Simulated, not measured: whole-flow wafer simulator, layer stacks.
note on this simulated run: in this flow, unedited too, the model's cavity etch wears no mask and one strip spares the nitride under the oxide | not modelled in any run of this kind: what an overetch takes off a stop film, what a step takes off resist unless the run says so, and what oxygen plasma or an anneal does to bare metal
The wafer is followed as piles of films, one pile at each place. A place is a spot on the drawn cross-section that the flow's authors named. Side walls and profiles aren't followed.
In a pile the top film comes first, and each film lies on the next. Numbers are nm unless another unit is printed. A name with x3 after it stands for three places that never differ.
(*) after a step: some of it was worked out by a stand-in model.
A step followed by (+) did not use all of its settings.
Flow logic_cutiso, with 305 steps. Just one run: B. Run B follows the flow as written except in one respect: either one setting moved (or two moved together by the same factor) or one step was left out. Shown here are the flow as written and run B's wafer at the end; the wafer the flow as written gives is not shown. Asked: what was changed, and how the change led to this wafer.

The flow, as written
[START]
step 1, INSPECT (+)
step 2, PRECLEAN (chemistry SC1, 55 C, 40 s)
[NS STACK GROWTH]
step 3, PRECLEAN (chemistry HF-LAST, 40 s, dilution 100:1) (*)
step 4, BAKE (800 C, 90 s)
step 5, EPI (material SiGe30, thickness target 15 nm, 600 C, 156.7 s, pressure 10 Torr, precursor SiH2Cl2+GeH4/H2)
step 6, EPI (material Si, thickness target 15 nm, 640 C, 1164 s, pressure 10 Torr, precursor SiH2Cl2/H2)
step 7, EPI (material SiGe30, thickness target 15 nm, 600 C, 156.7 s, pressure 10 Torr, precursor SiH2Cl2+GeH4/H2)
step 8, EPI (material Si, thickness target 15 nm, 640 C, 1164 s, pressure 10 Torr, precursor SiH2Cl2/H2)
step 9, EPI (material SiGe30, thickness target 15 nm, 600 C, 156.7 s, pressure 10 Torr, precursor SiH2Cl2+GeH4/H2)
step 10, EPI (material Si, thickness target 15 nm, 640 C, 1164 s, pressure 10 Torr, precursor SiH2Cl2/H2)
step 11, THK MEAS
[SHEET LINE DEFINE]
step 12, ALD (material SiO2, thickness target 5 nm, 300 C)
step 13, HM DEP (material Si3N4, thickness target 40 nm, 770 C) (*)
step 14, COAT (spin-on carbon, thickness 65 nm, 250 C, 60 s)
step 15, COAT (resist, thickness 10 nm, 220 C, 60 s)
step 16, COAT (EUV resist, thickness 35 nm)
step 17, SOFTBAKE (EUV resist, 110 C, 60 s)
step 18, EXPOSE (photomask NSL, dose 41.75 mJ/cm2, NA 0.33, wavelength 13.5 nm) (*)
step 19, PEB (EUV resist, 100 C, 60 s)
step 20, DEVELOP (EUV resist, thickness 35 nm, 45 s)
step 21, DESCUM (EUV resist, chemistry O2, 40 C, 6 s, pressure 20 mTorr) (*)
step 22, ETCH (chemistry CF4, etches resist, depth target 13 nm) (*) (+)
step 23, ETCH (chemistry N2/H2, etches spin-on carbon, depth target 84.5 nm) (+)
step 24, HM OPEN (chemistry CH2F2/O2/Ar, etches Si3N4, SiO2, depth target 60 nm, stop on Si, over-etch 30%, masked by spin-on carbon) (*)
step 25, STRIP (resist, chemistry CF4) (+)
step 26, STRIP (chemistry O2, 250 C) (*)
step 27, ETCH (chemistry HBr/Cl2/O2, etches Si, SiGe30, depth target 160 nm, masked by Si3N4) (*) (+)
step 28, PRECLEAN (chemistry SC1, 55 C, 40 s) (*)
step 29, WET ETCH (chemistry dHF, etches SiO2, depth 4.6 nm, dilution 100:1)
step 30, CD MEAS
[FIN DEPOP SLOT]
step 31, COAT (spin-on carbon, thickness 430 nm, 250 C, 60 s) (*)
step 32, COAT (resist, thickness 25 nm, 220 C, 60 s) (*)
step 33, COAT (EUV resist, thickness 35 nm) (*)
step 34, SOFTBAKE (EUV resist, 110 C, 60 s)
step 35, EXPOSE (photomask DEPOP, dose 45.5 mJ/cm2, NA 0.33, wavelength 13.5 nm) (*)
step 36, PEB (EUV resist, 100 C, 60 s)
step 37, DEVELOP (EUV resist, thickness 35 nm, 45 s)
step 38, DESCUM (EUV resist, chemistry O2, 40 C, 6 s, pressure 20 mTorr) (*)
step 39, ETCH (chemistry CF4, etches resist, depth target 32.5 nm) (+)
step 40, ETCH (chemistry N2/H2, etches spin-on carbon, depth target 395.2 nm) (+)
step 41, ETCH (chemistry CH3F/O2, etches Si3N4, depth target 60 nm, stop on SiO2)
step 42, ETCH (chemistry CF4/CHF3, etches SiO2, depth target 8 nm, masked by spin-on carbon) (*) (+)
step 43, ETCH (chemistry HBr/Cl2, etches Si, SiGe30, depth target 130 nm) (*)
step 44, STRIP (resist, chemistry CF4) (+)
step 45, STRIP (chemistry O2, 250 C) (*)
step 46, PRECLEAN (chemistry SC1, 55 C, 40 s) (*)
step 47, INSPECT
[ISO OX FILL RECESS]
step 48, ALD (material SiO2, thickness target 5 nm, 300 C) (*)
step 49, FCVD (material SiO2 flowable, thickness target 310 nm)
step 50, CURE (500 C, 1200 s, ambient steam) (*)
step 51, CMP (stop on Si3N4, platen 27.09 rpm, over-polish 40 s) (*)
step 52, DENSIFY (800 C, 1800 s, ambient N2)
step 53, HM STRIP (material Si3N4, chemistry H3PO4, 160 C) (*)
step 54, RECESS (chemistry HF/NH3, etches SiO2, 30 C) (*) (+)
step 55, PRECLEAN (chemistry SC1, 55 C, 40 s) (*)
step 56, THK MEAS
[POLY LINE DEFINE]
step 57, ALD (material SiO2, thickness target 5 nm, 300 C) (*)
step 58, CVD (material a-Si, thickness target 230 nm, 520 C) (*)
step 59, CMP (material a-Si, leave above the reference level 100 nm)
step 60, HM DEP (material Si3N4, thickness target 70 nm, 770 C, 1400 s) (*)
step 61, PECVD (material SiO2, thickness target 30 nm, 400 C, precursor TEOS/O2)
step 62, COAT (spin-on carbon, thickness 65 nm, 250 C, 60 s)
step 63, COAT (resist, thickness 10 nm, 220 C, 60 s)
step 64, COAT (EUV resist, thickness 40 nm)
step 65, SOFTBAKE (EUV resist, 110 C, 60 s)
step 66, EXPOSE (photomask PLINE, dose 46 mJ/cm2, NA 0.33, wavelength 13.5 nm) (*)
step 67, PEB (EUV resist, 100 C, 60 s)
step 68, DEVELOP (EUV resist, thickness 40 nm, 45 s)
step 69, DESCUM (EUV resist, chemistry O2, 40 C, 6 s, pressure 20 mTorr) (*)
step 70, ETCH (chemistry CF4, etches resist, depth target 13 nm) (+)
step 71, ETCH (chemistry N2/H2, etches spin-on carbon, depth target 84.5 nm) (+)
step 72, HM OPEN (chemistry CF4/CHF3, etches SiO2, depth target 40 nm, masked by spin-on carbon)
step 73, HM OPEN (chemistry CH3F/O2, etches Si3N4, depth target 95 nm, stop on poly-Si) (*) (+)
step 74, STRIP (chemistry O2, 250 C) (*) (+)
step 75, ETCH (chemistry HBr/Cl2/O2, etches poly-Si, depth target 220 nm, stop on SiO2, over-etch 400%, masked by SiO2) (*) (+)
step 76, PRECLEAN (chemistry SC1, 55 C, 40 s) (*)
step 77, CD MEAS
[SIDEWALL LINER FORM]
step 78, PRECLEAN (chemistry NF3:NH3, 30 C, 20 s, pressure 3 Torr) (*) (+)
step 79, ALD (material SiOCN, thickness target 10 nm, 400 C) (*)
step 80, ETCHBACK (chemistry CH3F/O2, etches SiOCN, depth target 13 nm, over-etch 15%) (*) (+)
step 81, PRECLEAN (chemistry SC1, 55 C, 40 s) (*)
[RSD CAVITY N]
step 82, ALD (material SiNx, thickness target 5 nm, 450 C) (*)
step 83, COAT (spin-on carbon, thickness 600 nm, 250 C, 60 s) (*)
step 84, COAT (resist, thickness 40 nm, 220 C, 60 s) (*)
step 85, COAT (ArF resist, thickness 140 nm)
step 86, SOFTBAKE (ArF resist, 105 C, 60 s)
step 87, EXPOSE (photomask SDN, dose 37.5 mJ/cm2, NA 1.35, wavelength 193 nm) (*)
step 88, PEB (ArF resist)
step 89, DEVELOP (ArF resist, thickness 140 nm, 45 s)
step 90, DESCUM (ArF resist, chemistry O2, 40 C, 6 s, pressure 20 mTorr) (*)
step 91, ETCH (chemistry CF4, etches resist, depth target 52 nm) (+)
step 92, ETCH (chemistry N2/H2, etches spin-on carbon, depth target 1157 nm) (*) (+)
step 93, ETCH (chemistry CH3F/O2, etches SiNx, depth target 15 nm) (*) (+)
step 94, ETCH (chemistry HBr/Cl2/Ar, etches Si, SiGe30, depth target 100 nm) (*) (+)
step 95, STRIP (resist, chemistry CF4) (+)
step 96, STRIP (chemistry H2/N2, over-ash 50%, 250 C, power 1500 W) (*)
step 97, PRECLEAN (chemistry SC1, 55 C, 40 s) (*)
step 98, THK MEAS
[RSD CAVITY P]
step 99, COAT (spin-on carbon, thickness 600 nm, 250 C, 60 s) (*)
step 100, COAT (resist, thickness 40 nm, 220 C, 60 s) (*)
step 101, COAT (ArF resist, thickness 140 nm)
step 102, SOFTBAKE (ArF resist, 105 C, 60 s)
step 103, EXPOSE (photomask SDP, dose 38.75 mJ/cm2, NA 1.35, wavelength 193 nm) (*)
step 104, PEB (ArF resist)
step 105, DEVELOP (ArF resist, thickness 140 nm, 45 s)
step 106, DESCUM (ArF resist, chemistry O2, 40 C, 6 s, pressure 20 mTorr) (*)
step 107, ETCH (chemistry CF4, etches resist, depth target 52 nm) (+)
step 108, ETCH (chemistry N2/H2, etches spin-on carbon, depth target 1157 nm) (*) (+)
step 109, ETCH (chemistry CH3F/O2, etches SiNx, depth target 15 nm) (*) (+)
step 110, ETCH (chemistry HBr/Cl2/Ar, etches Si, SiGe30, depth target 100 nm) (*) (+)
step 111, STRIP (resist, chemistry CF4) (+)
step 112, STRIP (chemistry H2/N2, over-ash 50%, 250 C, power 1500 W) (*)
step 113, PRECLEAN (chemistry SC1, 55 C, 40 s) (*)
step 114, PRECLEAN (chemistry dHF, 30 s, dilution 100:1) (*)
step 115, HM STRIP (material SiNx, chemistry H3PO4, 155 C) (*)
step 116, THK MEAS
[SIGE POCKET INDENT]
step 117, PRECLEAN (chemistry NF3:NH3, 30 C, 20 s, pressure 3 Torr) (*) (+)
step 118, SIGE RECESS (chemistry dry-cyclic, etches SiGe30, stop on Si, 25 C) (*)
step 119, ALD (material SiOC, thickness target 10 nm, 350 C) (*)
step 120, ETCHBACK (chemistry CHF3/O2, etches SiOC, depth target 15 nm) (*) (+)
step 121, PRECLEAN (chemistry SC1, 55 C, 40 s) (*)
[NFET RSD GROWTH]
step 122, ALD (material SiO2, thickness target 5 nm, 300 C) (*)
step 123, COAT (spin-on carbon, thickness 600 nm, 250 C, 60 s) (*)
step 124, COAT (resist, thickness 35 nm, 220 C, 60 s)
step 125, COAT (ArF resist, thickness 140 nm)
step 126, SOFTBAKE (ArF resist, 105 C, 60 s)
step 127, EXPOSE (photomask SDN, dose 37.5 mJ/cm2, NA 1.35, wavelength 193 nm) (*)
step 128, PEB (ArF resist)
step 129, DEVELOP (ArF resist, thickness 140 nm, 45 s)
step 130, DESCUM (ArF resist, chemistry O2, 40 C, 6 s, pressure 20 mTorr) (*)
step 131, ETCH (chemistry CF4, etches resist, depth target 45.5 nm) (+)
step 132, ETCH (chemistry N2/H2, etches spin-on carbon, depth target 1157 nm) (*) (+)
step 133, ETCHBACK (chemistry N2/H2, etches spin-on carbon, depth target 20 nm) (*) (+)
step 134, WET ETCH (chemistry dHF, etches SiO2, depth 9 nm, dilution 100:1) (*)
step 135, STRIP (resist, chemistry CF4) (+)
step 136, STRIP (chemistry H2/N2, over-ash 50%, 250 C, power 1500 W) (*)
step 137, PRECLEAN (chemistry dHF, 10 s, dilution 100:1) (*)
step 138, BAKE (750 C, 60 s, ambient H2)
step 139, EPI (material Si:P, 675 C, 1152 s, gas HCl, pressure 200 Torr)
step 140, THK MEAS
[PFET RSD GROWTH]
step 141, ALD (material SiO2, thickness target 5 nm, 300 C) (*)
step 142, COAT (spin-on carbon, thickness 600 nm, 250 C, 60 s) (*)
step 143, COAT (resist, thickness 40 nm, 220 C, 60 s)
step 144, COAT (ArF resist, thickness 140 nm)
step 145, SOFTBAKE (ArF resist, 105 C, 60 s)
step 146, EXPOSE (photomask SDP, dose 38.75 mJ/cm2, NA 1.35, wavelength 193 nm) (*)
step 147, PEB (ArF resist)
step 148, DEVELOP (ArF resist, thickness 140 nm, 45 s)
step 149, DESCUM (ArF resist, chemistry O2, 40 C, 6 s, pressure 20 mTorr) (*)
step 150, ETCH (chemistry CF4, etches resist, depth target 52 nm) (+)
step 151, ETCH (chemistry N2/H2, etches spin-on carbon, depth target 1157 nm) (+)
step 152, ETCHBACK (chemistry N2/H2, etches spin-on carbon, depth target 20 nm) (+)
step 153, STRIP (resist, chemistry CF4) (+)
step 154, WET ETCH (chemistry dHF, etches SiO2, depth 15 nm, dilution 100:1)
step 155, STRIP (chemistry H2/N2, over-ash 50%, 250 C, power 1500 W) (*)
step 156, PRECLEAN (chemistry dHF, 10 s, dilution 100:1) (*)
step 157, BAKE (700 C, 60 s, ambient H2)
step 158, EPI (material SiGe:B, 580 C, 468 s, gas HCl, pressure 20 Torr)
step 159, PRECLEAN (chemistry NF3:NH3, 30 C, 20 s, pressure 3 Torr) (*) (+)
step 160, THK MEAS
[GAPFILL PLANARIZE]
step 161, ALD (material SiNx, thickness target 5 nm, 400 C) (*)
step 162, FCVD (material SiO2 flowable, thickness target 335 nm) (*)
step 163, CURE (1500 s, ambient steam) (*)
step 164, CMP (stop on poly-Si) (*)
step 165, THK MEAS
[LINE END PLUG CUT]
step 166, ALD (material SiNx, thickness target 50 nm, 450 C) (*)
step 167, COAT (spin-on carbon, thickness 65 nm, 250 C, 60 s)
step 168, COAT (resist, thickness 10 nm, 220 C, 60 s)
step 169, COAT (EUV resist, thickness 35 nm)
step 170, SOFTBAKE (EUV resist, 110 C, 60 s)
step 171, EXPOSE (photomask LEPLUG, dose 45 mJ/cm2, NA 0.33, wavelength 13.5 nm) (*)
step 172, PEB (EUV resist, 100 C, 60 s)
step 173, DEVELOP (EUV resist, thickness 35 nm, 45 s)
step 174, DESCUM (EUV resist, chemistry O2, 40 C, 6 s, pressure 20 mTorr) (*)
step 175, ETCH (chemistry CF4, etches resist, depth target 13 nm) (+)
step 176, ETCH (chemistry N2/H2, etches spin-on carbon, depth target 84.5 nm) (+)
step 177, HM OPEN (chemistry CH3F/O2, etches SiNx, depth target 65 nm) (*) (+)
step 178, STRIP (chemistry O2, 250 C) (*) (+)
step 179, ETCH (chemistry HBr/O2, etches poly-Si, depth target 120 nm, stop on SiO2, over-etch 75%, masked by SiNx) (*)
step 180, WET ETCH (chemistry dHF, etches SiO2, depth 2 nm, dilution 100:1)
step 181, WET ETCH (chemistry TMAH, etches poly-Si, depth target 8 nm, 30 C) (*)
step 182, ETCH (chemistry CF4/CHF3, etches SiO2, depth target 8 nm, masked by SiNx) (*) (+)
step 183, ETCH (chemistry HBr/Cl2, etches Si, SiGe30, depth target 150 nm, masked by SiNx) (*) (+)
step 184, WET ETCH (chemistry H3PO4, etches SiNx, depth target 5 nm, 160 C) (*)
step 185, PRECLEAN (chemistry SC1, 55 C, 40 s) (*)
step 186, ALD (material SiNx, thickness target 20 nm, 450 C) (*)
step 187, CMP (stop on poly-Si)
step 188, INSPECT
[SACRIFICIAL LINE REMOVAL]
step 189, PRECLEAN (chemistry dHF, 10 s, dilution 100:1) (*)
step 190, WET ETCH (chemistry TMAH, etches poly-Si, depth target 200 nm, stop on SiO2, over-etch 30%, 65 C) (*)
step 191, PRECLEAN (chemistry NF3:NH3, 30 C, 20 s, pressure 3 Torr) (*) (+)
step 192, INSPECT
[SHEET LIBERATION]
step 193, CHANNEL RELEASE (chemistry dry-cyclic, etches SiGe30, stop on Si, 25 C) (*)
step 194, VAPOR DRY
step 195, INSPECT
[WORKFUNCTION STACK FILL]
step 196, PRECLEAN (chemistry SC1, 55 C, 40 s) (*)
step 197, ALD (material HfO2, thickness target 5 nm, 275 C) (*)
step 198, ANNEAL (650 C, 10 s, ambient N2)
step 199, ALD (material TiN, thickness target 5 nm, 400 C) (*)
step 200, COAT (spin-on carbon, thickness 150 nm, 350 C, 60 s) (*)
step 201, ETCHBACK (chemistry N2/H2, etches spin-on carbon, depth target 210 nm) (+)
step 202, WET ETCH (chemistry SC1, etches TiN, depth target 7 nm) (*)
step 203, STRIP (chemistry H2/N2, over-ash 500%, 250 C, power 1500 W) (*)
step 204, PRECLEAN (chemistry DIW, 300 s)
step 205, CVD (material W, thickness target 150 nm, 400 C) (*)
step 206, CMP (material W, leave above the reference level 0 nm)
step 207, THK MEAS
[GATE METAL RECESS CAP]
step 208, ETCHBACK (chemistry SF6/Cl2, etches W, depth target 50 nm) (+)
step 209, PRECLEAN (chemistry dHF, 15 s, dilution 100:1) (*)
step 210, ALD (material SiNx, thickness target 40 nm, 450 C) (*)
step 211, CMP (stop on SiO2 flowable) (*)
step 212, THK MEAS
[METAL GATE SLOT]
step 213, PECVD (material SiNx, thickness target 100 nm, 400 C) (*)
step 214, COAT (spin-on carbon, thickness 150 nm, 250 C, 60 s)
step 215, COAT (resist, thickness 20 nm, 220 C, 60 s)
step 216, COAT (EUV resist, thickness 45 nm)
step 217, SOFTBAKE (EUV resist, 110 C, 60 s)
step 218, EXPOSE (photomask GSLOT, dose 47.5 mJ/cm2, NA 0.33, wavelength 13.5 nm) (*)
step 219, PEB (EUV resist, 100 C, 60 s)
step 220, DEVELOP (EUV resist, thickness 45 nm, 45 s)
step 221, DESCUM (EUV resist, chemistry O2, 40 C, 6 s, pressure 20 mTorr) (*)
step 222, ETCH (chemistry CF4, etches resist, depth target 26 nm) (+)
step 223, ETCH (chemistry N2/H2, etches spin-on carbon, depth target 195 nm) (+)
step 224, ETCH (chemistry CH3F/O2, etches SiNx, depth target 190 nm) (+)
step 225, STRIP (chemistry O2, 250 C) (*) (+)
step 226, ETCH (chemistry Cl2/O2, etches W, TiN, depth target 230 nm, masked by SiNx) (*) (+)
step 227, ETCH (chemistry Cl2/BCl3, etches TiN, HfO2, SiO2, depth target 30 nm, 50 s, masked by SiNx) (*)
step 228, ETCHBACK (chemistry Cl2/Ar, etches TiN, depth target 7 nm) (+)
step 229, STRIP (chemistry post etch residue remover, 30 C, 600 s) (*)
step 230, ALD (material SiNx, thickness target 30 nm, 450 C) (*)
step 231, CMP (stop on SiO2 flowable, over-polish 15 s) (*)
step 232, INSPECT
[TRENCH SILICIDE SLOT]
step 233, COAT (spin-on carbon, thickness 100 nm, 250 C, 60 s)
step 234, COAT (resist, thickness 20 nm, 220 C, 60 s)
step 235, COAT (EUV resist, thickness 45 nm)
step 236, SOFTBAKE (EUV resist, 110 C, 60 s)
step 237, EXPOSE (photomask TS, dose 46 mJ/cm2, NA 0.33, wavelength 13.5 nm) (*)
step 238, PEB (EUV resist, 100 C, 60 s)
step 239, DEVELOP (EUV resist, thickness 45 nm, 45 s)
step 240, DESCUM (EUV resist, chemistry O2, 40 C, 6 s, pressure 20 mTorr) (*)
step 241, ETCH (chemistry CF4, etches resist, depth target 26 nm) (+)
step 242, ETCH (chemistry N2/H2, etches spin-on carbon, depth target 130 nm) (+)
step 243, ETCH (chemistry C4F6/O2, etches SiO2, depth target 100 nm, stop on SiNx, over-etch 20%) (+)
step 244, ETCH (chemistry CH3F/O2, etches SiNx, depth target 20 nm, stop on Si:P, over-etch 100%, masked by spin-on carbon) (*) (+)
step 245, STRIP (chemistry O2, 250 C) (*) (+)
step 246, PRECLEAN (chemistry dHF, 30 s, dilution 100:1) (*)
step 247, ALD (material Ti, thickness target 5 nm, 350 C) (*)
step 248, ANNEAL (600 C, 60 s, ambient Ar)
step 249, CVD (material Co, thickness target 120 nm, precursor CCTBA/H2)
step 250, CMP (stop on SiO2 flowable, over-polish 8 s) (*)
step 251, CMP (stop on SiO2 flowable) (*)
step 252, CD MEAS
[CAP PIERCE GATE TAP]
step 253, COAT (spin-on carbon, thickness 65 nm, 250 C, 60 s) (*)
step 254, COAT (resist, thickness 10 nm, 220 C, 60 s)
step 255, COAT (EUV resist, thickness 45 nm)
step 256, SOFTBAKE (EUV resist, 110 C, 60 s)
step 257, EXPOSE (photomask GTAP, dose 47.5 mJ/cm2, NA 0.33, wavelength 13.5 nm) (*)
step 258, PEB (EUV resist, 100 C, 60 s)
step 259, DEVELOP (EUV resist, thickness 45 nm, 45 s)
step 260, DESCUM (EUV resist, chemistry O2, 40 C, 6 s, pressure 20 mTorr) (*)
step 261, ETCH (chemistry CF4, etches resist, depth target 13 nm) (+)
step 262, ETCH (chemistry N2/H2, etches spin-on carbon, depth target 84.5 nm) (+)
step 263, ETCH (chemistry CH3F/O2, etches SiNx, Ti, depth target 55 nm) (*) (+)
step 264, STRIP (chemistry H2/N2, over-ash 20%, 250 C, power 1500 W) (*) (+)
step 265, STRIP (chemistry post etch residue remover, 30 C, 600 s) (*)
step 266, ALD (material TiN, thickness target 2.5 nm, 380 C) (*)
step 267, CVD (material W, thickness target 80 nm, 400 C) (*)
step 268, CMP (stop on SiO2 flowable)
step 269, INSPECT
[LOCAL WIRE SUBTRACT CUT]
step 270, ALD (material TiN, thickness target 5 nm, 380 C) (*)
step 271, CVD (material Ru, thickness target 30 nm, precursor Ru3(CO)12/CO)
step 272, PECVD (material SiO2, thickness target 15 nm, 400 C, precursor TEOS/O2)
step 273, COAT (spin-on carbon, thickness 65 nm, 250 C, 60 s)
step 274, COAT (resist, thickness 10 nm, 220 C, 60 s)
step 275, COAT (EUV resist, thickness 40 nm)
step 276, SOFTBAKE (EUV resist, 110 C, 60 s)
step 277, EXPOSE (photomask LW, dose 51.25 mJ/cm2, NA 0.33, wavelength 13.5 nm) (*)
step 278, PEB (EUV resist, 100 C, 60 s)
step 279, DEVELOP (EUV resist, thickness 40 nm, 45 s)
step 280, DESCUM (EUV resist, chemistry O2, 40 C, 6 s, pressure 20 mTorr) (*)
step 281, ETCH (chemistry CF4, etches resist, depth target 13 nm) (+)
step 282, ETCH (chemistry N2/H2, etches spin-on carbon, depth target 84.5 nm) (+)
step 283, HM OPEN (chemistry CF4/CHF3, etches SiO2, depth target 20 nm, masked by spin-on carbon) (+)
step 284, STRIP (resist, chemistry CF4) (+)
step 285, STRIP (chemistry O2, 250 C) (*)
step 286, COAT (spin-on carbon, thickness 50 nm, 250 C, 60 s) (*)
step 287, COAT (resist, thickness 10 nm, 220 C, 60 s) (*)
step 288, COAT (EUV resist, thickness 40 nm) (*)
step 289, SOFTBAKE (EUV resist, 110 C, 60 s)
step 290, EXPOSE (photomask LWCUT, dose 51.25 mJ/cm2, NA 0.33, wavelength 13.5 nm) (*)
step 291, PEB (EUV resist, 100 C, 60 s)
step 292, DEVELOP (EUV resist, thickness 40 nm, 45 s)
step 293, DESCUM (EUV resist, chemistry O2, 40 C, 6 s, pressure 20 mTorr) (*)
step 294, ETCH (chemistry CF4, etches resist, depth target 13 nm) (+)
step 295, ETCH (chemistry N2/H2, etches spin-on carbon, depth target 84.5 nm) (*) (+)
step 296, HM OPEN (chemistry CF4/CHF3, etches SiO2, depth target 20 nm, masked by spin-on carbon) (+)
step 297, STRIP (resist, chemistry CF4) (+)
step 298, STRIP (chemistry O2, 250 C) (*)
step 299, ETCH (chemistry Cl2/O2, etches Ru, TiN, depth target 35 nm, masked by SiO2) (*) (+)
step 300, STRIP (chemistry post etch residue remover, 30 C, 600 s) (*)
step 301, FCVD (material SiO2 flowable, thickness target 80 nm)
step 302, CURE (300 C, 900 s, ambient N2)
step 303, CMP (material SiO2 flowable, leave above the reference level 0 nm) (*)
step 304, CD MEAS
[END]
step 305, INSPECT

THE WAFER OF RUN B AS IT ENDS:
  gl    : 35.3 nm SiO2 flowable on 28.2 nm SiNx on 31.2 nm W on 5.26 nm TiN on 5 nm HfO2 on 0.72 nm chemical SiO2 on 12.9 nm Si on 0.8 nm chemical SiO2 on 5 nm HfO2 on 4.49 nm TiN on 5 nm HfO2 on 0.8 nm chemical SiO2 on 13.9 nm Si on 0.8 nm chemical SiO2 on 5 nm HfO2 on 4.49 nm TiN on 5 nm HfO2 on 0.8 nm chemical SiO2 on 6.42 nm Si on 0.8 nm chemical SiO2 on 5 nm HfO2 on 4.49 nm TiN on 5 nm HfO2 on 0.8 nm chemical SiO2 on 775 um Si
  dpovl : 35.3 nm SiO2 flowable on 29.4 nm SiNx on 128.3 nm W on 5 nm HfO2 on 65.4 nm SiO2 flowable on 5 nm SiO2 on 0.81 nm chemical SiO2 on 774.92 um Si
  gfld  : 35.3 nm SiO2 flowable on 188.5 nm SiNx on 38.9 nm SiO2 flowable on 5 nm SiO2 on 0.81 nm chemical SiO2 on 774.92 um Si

The reason: step 6, EPI: 582.2 s was run, while the flow as written has 1164 s.

Step by step, how the change led to this:
  step 6, EPI (material Si, thickness target 15 nm, 640 C, 1164 s, pressure 10 Torr, precursor SiH2Cl2/H2)
      depop, dpovl, gfld and 19 more: Si gains 7.5 (new film) (in the flow as written it would be: Si gains 15 (new film))
  step 27, ETCH (chemistry HBr/Cl2/O2, etches Si, SiGe30, depth target 160 nm, masked by Si3N4) (*) (+)
      gfld, gxf, iso, lnri: chemical SiO2 loses 0.79 (all of it), Si loses 11.4 (all of it), SiGe30 loses 15 (all of it), Si loses 15 (all of it), SiGe30 loses 15 (all of it), Si loses 7.5 (all of it), SiGe30 loses 15 (all of it), Si loses 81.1 (in the flow as written it would be: chemical SiO2 loses 0.79 (all of it), Si loses 11.4 (all of it), SiGe30 loses 15 (all of it), Si loses 15 (all of it), SiGe30 loses 15 (all of it), Si loses 15 (all of it), SiGe30 loses 15 (all of it), Si loses 73.6)
      dpovl, nsgap: chemical SiO2 loses 0.79 (all of it), Si loses 11.8 (all of it), SiGe30 loses 15 (all of it), Si loses 15 (all of it), SiGe30 loses 15 (all of it), Si loses 7.5 (all of it), SiGe30 loses 15 (all of it), Si loses 80.7 (in the flow as written it would be: chemical SiO2 loses 0.79 (all of it), Si loses 11.8 (all of it), SiGe30 loses 15 (all of it), Si loses 15 (all of it), SiGe30 loses 15 (all of it), Si loses 15 (all of it), SiGe30 loses 15 (all of it), Si loses 73.2)
      (as well as at 1 more place)
  step 43, ETCH (chemistry HBr/Cl2, etches Si, SiGe30, depth target 130 nm) (*)
      depop: Si loses 14 (all of it), SiGe30 loses 15 (all of it), Si loses 15 (all of it), SiGe30 loses 15 (all of it), Si loses 7.5 (all of it), SiGe30 loses 15 (all of it), Si loses 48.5 (in the flow as written it would be: Si loses 14 (all of it), SiGe30 loses 15 (all of it), Si loses 15 (all of it), SiGe30 loses 15 (all of it), Si loses 15 (all of it), SiGe30 loses 15 (all of it), Si loses 41)
  step 94, ETCH (chemistry HBr/Cl2/Ar, etches Si, SiGe30, depth target 100 nm) (*) (+)
      rsdn, rsdx: chemical SiO2 loses 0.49 (all of it), Si loses 12.8 (all of it), SiGe30 loses 15 (all of it), Si loses 15 (all of it), SiGe30 loses 15 (all of it), Si loses 7.5 (all of it), SiGe30 loses 15 (all of it), Si loses 19.7 (in the flow as written it would be: chemical SiO2 loses 0.49 (all of it), Si loses 12.8 (all of it), SiGe30 loses 15 (all of it), Si loses 15 (all of it), SiGe30 loses 15 (all of it), Si loses 15 (all of it), SiGe30 loses 15 (all of it), Si loses 12.2)
  step 110, ETCH (chemistry HBr/Cl2/Ar, etches Si, SiGe30, depth target 100 nm) (*) (+)
      rsdp, rsdw: chemical SiO2 loses 0.49 (all of it), Si loses 12.8 (all of it), SiGe30 loses 15 (all of it), Si loses 15 (all of it), SiGe30 loses 15 (all of it), Si loses 7.5 (all of it), SiGe30 loses 15 (all of it), Si loses 19.7 (in the flow as written it would be: chemical SiO2 loses 0.49 (all of it), Si loses 12.8 (all of it), SiGe30 loses 15 (all of it), Si loses 15 (all of it), SiGe30 loses 15 (all of it), Si loses 15 (all of it), SiGe30 loses 15 (all of it), Si loses 12.2)
  step 183, ETCH (chemistry HBr/Cl2, etches Si, SiGe30, depth target 150 nm, masked by SiNx) (*) (+)
      plug: Si loses 13.6 (all of it), SiGe30 loses 15 (all of it), Si loses 15 (all of it), SiGe30 loses 15 (all of it), Si loses 7.5 (all of it), SiGe30 loses 15 (all of it), Si loses 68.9 (in the flow as written it would be: Si loses 13.6 (all of it), SiGe30 loses 15 (all of it), Si loses 15 (all of it), SiGe30 loses 15 (all of it), Si loses 15 (all of it), SiGe30 loses 15 (all of it), Si loses 61.4)
